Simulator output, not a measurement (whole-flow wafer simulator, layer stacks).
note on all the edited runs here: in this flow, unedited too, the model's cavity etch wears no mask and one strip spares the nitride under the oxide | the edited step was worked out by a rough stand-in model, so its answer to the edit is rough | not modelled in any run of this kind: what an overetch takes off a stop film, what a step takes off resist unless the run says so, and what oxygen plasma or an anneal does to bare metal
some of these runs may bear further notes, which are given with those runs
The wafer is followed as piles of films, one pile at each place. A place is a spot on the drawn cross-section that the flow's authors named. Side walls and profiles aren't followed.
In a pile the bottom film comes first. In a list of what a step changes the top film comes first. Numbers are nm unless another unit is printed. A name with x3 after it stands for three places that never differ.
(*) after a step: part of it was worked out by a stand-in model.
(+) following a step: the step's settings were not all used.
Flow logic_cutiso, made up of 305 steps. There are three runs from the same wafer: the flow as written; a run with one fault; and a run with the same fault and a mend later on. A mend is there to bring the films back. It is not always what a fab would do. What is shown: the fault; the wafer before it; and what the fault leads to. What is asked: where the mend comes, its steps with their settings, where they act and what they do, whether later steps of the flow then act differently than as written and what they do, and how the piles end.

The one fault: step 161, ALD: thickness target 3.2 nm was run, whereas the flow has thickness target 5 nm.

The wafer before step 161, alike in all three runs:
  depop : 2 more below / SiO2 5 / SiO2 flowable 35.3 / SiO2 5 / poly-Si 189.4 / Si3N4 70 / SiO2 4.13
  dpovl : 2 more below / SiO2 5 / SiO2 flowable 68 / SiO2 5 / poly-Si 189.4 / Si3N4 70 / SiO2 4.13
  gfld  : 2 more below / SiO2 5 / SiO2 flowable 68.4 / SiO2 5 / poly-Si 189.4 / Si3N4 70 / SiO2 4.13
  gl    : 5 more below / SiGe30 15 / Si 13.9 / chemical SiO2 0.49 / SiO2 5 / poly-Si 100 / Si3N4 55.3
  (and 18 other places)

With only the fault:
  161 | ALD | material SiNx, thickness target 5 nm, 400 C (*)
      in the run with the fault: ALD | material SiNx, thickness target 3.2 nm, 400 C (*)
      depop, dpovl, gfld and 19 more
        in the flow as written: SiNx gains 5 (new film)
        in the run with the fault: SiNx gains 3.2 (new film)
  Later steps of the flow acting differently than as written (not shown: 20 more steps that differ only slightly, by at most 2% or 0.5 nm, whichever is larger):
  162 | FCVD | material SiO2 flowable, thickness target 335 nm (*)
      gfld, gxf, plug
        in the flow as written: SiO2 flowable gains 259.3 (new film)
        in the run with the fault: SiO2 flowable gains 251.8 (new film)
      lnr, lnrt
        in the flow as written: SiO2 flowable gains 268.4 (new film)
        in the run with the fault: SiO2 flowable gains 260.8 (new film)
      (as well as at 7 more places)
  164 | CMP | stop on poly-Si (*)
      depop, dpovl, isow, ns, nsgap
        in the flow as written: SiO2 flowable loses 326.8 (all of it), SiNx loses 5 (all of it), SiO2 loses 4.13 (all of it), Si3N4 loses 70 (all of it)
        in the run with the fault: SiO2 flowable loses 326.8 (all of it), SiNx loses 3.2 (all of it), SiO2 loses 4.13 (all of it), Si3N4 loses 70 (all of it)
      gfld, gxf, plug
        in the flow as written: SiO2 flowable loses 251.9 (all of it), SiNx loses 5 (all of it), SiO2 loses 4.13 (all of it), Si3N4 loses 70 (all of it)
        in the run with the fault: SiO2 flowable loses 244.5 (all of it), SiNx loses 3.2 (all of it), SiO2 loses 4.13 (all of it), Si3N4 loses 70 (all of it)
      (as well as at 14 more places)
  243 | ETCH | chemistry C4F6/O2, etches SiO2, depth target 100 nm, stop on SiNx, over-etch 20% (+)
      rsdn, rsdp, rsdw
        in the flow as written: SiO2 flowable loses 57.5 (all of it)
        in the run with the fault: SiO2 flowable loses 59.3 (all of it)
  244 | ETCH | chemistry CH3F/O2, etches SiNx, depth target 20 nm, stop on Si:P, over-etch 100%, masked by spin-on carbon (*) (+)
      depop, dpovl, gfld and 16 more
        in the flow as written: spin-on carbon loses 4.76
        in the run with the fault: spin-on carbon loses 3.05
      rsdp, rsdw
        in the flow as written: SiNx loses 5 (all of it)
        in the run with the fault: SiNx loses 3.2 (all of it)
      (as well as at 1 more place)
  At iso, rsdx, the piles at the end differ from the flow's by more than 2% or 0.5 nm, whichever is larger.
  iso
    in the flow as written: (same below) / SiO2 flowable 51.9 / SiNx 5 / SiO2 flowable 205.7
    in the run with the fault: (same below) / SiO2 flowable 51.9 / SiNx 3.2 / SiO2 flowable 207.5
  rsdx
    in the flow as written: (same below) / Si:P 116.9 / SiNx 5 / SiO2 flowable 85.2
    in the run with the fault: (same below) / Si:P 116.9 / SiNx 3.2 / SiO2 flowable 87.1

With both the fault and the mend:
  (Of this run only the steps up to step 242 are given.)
  After step 161 comes the mend.
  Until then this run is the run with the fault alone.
  161a | ALD | material SiNx, thickness target 1.8 nm, 400 C (*) (the flow's step 161, run once more with other settings)
      depop, dpovl, gfld and 19 more
        SiNx gains 1.8
  Every later step of the flow up to step 242 that is run acts as written, at every place that is followed, to within 2% or 0.5 nm, whichever is larger.
  At every place that both follow, the piles after step 242 match the flow's.
